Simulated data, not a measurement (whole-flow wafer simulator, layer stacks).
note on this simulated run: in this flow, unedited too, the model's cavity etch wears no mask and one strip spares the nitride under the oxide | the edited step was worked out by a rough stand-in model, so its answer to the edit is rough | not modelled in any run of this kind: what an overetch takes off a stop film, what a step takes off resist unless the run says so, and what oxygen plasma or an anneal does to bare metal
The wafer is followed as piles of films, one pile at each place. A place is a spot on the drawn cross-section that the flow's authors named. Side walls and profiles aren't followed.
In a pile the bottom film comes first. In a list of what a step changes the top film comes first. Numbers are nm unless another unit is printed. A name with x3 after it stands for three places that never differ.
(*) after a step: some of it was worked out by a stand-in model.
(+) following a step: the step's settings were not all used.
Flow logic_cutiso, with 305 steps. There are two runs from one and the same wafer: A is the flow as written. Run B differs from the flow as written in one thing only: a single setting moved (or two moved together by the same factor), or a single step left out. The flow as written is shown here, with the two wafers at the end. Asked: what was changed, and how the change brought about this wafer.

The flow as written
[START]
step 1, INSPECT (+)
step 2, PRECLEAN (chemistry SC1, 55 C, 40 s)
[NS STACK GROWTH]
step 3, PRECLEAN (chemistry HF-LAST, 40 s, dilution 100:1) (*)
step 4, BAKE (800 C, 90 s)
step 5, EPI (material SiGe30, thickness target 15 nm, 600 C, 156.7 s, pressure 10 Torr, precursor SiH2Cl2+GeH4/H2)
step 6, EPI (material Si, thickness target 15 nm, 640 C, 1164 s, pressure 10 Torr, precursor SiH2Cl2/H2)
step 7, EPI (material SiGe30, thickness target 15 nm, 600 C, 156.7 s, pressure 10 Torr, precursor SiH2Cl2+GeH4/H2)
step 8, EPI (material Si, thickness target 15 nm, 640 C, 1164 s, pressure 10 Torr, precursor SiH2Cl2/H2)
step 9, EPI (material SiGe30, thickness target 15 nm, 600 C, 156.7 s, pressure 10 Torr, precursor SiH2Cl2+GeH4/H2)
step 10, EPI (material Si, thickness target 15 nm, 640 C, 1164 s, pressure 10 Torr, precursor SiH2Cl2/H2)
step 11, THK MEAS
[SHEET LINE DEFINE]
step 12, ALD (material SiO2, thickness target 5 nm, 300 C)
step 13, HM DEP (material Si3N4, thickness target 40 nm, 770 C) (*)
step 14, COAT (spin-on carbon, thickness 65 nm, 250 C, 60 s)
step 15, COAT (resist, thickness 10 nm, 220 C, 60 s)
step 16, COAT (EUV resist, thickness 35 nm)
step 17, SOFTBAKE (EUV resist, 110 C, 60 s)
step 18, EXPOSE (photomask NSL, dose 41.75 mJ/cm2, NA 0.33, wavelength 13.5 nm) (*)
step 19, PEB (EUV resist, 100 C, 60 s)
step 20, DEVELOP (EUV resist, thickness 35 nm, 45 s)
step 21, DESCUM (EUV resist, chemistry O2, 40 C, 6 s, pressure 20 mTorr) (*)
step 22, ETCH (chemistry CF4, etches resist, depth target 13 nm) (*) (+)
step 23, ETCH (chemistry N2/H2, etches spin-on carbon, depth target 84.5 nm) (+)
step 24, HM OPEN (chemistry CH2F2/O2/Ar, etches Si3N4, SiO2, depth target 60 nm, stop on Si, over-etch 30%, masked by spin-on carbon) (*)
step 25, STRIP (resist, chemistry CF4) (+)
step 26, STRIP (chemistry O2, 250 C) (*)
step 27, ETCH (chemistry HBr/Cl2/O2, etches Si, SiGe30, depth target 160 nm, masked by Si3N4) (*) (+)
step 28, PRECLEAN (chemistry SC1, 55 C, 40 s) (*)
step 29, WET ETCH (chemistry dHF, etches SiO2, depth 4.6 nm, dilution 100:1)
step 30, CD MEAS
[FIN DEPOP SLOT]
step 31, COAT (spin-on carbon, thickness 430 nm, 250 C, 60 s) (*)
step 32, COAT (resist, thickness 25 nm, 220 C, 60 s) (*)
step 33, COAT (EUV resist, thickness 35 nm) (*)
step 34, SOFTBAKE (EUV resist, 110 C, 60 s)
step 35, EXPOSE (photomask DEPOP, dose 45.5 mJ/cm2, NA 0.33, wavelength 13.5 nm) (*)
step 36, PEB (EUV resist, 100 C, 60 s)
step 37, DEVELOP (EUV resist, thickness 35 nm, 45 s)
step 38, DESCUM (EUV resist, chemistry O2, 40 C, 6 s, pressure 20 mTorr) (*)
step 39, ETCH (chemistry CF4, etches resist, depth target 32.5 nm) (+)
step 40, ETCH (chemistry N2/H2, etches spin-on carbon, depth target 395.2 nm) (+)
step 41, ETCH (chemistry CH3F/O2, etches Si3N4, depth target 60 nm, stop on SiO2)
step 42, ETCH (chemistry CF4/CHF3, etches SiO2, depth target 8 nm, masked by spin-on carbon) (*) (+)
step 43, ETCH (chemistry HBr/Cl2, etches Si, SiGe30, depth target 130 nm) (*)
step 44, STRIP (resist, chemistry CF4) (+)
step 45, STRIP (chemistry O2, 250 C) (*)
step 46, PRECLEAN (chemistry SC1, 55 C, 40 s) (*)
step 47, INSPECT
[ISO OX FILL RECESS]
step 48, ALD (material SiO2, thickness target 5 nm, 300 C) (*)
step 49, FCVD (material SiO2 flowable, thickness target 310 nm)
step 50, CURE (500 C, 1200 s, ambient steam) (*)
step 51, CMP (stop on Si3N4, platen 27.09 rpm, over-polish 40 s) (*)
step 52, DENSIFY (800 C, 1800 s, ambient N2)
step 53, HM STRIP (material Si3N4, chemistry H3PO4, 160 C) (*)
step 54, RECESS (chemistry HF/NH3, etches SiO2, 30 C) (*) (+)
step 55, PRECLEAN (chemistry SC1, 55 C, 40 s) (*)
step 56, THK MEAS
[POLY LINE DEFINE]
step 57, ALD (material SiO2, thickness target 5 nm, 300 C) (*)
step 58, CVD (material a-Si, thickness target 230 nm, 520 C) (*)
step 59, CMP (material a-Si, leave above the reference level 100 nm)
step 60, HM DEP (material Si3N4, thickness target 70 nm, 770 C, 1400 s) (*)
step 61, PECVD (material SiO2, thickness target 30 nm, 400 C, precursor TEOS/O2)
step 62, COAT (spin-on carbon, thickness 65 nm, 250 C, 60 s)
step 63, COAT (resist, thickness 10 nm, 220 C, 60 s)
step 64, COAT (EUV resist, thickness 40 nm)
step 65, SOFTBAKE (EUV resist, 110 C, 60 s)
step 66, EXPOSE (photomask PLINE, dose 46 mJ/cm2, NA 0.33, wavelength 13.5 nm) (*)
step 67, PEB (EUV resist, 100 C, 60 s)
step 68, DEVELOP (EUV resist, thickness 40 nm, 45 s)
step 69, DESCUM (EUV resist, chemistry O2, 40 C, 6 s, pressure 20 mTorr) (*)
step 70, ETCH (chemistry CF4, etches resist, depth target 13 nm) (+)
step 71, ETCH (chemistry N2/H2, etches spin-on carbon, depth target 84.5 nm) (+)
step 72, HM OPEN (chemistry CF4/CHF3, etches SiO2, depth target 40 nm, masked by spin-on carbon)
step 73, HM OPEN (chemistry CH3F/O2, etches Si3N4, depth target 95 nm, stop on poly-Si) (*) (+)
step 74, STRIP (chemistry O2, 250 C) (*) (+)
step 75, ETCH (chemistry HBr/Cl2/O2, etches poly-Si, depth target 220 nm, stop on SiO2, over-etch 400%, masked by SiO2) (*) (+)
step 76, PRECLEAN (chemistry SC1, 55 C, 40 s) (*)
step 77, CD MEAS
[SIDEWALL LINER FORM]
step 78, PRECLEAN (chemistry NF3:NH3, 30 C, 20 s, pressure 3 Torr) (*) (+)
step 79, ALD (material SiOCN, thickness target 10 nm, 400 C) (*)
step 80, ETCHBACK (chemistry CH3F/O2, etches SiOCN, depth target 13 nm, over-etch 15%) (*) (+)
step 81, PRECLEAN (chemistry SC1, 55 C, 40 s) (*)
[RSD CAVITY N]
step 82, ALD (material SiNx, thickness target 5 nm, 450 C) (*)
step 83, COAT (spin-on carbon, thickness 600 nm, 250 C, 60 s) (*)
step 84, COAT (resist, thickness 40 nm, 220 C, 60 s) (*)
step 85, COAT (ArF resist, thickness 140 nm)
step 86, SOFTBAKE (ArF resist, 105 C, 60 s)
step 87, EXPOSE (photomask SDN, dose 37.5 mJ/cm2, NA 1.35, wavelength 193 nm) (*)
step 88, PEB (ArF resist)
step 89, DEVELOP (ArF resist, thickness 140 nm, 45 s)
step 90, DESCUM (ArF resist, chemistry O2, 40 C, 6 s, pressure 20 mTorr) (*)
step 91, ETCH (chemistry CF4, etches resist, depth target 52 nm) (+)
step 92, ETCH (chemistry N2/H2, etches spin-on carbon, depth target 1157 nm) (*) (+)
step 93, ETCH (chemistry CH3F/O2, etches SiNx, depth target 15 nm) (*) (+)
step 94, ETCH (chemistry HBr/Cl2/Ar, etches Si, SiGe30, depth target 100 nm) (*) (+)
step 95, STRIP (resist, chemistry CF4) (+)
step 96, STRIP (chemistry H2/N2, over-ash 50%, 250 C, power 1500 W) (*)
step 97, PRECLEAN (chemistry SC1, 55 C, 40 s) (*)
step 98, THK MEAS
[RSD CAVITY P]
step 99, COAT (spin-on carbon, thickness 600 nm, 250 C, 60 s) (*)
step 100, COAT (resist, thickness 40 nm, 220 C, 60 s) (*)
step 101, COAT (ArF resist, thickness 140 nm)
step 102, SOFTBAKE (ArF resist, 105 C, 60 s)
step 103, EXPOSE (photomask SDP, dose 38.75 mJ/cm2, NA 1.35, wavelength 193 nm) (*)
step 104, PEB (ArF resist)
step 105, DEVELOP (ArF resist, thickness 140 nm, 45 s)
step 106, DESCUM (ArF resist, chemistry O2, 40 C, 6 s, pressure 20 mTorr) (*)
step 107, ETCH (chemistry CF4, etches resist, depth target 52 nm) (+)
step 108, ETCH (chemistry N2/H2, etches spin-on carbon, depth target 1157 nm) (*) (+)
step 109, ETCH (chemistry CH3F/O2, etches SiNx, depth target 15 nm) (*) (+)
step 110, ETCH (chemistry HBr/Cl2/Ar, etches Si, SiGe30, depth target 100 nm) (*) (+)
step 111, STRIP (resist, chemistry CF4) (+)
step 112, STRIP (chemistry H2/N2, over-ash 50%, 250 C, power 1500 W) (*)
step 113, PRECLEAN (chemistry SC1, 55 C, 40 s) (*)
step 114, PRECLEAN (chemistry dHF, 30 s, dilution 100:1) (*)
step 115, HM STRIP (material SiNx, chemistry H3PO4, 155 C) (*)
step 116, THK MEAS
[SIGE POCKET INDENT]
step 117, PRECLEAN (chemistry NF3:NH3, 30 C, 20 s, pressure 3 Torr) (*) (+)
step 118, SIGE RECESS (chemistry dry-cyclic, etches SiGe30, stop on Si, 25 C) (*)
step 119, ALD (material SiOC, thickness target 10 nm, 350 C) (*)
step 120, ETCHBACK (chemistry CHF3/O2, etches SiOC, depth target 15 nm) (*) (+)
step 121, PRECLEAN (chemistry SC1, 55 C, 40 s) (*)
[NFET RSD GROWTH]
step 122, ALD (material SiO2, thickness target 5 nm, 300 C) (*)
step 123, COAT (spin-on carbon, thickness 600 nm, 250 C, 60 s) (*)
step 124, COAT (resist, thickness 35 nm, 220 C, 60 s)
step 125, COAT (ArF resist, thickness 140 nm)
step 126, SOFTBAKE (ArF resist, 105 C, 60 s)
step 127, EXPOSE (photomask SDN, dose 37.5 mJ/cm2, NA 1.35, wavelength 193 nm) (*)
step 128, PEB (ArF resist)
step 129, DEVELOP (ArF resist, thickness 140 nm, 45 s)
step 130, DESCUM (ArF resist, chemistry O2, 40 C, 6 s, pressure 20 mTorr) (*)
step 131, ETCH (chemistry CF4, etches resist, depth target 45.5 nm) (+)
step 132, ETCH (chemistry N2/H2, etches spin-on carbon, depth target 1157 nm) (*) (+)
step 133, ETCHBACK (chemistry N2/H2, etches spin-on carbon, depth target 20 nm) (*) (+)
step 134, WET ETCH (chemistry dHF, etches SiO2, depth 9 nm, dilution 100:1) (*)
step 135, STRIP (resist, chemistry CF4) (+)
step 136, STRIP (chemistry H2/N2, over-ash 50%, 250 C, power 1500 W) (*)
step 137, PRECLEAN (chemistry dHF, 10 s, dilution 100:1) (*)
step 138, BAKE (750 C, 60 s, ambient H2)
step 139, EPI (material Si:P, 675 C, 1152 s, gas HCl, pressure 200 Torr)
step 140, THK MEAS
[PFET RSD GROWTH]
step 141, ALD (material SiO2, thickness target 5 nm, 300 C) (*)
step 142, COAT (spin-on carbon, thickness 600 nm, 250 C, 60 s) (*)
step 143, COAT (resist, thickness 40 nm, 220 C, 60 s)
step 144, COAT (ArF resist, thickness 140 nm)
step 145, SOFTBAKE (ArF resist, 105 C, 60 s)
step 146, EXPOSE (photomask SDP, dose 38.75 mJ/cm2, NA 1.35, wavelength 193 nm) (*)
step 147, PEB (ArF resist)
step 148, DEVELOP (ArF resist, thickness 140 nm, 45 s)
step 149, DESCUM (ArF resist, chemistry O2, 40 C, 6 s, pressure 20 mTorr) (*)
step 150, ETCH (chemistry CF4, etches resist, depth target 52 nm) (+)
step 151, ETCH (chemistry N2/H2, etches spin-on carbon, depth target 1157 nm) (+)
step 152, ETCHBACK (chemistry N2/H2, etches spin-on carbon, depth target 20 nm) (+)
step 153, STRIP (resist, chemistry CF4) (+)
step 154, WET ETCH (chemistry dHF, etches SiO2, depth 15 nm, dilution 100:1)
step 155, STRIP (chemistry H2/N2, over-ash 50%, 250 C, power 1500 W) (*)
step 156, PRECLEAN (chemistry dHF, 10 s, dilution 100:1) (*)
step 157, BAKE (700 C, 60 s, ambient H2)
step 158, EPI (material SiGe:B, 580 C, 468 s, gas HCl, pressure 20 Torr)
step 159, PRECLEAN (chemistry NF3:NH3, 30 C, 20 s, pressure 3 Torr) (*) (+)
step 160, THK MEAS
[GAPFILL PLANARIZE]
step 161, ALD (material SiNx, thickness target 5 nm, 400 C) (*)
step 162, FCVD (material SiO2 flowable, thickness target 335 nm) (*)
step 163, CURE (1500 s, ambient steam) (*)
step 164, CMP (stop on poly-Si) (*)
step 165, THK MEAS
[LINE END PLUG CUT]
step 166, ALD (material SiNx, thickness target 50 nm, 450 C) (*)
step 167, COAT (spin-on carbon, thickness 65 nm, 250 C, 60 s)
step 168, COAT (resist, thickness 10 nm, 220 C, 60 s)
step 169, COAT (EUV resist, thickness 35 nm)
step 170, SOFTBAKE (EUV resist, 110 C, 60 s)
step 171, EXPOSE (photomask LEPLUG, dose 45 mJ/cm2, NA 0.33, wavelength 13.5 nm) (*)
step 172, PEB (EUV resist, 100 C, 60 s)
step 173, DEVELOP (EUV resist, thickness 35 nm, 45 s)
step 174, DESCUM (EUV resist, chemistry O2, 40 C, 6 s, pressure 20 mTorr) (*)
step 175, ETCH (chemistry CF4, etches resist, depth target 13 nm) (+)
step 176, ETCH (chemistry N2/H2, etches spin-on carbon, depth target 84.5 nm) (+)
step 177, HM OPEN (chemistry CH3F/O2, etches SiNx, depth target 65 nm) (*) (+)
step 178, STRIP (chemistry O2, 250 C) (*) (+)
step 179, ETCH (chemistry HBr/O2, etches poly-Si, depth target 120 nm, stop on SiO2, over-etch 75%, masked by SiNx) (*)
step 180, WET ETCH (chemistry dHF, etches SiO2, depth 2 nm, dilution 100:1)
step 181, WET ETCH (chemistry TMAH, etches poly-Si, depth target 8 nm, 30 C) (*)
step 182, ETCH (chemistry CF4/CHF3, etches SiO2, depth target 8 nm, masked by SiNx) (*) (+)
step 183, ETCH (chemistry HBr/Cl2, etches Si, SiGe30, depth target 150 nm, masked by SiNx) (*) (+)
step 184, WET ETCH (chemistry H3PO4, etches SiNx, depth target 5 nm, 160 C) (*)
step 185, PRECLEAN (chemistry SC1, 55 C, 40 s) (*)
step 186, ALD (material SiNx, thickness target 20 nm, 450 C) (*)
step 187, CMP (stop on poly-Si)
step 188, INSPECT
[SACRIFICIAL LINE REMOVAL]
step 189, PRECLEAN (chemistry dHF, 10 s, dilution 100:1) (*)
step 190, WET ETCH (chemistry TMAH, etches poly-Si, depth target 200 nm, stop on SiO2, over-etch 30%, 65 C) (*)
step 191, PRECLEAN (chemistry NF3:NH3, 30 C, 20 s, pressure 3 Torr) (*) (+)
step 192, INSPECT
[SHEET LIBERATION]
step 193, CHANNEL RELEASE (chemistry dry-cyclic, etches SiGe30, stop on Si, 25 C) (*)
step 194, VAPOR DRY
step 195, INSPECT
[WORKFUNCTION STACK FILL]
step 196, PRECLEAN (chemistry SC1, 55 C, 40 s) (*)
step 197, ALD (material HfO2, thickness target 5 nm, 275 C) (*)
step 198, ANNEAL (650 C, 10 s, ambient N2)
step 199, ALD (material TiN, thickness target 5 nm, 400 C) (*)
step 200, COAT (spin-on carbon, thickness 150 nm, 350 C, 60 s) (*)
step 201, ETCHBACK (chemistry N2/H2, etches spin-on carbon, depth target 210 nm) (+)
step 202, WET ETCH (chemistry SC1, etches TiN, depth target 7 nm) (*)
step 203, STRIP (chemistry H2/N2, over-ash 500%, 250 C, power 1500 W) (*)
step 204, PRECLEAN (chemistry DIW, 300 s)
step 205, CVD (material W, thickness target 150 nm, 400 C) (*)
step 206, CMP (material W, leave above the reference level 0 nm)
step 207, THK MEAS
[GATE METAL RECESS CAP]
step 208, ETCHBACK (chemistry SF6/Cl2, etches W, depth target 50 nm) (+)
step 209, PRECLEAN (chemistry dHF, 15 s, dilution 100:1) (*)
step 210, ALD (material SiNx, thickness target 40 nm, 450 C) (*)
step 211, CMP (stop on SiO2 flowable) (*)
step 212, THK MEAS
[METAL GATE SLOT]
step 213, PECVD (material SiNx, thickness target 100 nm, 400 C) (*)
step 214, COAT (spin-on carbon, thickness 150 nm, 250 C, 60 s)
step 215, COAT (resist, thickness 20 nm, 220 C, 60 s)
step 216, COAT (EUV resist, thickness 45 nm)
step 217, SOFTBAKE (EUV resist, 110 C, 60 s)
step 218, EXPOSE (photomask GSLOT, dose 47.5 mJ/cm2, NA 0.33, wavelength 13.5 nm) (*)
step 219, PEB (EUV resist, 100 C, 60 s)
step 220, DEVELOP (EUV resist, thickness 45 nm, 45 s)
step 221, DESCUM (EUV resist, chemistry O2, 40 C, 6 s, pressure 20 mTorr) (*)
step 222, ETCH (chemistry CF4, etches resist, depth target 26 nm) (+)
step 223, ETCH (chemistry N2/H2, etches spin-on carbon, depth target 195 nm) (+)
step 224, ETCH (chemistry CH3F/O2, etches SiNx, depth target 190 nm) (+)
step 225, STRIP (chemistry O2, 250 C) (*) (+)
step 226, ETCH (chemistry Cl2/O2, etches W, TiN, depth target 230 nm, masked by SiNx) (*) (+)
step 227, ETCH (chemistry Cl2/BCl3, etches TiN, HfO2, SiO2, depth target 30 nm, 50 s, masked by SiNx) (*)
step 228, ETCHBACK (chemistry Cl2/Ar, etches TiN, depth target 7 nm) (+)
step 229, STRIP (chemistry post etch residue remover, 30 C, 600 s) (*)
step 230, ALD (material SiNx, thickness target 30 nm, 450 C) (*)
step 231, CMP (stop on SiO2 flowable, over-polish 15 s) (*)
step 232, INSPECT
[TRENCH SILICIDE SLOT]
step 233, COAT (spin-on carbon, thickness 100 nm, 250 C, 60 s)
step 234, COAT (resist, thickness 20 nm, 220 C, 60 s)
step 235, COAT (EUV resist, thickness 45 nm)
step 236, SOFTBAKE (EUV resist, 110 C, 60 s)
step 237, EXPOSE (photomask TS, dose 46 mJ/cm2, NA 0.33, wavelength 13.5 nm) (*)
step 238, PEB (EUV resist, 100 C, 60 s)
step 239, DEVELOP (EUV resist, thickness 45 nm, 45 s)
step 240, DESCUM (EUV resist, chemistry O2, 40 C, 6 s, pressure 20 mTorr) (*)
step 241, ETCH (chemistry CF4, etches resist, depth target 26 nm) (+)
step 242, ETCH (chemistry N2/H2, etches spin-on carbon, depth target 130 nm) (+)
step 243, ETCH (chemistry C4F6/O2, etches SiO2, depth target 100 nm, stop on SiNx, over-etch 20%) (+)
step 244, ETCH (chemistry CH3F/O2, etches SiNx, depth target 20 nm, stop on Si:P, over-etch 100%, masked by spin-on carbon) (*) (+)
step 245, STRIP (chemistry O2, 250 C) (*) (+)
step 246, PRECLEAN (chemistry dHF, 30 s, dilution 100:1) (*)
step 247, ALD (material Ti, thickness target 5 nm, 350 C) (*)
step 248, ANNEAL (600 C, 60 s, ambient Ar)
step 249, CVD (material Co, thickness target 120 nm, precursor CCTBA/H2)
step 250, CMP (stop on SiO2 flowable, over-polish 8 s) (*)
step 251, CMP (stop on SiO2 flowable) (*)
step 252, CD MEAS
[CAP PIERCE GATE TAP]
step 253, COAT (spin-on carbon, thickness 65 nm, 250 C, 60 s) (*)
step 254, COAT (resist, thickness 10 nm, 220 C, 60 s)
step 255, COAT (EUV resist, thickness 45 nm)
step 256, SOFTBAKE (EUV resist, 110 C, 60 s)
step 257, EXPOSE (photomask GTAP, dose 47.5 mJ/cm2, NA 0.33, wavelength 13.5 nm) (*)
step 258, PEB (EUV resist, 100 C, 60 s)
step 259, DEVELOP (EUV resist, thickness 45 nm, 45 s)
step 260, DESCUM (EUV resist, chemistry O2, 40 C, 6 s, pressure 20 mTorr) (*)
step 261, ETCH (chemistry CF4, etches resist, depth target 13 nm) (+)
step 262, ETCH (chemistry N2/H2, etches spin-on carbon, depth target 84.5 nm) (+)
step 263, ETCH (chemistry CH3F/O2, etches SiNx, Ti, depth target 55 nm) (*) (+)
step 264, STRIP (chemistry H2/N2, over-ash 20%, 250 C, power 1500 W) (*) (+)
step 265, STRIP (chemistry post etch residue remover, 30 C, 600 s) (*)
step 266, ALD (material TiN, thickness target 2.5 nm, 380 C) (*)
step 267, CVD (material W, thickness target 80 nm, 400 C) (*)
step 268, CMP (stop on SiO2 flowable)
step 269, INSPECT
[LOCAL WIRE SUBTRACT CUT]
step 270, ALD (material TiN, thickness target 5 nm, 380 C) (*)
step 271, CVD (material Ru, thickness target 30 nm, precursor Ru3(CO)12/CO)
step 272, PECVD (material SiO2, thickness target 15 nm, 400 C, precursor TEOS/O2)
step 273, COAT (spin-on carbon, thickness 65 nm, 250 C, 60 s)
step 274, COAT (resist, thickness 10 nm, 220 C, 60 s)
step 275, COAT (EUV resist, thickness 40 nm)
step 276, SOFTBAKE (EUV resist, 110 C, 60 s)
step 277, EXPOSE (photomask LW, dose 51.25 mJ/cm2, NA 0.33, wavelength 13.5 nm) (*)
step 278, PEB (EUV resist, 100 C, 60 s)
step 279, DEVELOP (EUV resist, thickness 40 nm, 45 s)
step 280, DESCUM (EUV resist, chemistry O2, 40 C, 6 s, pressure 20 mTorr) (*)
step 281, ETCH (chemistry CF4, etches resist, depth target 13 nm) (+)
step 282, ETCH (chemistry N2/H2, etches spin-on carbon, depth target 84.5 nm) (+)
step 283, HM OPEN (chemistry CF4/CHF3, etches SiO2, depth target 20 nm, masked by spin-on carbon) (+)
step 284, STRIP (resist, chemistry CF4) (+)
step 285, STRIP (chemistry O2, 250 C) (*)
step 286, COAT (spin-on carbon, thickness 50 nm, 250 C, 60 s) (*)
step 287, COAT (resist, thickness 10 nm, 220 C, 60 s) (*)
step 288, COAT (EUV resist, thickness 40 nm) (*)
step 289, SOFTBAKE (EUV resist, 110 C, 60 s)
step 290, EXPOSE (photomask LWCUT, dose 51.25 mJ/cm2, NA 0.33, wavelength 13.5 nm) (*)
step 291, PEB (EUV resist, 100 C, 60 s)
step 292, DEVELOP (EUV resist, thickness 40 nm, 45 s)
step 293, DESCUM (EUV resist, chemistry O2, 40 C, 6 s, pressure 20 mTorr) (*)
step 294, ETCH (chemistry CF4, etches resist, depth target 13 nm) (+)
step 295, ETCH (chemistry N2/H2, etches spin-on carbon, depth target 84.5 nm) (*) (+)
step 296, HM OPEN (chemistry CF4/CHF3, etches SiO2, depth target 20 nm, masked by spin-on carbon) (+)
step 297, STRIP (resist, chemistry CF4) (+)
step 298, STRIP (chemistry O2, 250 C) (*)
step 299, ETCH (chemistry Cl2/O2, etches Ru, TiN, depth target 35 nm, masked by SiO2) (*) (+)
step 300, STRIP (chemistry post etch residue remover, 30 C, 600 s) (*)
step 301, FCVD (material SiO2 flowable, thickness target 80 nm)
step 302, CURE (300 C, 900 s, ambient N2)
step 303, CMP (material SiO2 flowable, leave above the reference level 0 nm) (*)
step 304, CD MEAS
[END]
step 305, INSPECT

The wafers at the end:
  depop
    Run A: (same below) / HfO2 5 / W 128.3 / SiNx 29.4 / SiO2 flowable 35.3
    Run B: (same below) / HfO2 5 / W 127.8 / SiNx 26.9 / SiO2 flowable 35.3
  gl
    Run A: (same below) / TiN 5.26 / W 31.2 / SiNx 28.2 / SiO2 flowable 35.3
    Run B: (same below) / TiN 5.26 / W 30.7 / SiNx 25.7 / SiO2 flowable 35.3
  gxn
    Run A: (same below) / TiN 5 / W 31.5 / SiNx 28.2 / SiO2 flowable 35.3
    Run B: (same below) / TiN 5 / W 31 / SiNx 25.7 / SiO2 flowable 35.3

The reason: step 162, FCVD: thickness target 527.6 nm was run, whereas the flow has thickness target 335 nm.

Step by step, how the change led to this:
  step 162, FCVD (material SiO2 flowable, thickness target 335 nm) (*)
      depop, dpovl, isow, ns, nsgap: A +335 SiO2 flowable (new film) | B +527.6 SiO2 flowable (new film)
      rsdn, rsdp, rsdw, rsdx: A +423.9 SiO2 flowable (new film) | B +616.5 SiO2 flowable (new film)
      (and at 13 other places as well)
  step 163, CURE (1500 s, ambient steam) (*)
      depop, dpovl, isow, ns, nsgap: A -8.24 SiO2 flowable | B -10.8 SiO2 flowable
      gfld, iso, lnri: A -7.46 SiO2 flowable | B -10.3 SiO2 flowable
      (and at 14 other places as well)
  step 164, CMP (stop on poly-Si) (*)
      depop, dpovl, isow, ns, nsgap: A -326.8 SiO2 flowable (all of it), -5 SiNx (all of it), -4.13 SiO2 (all of it), -70 Si3N4 (all of it) | B -516.8 SiO2 flowable (all of it), -5 SiNx (all of it), -4.13 SiO2 (all of it), -70 Si3N4 (all of it)
      iso, rsdn, rsdp, rsdx: A -331 SiO2 flowable | B -520.8 SiO2 flowable
      (and at 13 other places as well)
  step 209, PRECLEAN (chemistry dHF, 15 s, dilution 100:1) (*)
      rsdn, rsdx: A -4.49 SiO2 flowable | B -5.17 SiO2 flowable
      rsdp, rsdw: A -4.5 SiO2 flowable | B -5.18 SiO2 flowable
      (and at 1 other place as well)
  step 211, CMP (stop on SiO2 flowable) (*)
      depop, dpovl, isow, ns, nsgap: A -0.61 SiNx | B -1.29 SiNx
      lnr, lnri, lnrp, lnrt: A -40 SiNx (all of it), -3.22 SiOCN | B -40 SiNx (all of it), -3.9 SiOCN
  step 246, PRECLEAN (chemistry dHF, 30 s, dilution 100:1) (*)
      iso: A -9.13 SiO2 flowable | B -10.9 SiO2 flowable
      rsdx: A -8.73 SiO2 flowable | B -10 SiO2 flowable
  step 250, CMP (stop on SiO2 flowable, over-polish 8 s) (*)
      rsdx: A -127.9 Co (all of it) | B -127.1 Co
  step 251, CMP (stop on SiO2 flowable) (*)
      rsdx: A -5 Ti (all of it) | B -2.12 Co (all of it), -3.54 Ti
      iso: A -1.22 Co (all of it), -4.34 Ti | B -3.03 Co (all of it), -2.62 Ti
  step 263, ETCH (chemistry CH3F/O2, etches SiNx, Ti, depth target 55 nm) (*) (+)
      tap: A -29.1 SiNx (all of it), -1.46 W | B -28.5 SiNx (all of it), -1.42 W
  step 265, STRIP (chemistry post etch residue remover, 30 C, 600 s) (*)
      iso: A -0.66 Ti (all of it) | B -1.79 Ti
      rsdx: A nothing | B -1.46 Ti (all of it)
  step 268, CMP (stop on SiO2 flowable)
      iso: A -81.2 W (all of it), -2.5 TiN (all of it) | B -82.4 W (all of it), -2.5 TiN (all of it), -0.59 Ti (all of it)
      depop, dpovl, gfld and 9 more: A -80.2 W (all of it), -2.5 TiN (all of it), -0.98 SiNx | B -80.2 W (all of it), -2.5 TiN (all of it), -2.79 SiNx
      (and at 9 other places as well)
